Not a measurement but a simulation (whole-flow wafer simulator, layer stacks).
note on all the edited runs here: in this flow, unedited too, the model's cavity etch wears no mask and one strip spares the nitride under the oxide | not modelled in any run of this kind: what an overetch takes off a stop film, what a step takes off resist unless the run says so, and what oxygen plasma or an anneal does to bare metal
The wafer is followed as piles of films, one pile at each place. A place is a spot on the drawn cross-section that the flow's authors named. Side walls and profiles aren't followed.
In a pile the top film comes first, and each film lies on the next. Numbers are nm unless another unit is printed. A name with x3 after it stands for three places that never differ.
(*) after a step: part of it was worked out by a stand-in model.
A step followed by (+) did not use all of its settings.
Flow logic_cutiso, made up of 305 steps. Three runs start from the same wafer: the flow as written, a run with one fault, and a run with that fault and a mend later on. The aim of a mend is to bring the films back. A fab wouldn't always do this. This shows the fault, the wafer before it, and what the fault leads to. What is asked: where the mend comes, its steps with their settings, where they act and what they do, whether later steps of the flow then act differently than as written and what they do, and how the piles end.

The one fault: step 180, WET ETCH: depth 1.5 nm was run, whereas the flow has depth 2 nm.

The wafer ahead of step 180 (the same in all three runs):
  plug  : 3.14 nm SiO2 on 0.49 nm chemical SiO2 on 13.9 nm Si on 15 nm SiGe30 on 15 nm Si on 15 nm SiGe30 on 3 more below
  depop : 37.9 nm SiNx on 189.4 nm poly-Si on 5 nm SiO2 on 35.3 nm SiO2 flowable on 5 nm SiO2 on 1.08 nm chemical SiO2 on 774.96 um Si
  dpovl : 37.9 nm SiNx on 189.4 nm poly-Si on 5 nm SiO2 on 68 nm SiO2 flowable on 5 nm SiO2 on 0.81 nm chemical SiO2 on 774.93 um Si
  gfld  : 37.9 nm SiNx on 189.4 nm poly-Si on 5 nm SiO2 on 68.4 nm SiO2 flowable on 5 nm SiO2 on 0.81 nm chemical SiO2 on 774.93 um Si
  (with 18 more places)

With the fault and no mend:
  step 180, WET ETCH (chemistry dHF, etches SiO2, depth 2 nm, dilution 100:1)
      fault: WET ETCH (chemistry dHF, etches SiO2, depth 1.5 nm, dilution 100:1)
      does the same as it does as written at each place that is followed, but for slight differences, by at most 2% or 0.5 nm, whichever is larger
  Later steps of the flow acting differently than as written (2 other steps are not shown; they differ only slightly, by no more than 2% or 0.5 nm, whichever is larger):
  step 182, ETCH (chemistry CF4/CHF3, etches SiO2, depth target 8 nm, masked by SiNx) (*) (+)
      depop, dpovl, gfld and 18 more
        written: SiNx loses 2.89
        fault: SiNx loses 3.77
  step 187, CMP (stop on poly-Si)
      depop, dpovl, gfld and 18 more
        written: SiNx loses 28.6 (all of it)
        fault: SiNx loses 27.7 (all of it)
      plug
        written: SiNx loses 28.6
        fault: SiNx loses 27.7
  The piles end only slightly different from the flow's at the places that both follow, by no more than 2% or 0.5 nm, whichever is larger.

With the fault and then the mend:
  The mend stands after step 180.
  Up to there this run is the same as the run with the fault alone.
  step 180a, WET ETCH (chemistry dHF, etches SiO2, depth 0.5 nm, dilution 100:1) (the flow's step 180 again, with other settings)
      plug
        SiO2 loses 0.5
  None of the later steps of the flow acts differently than as written at any place that is followed.
  By the end, the piles equal the flow's at every place that both follow.
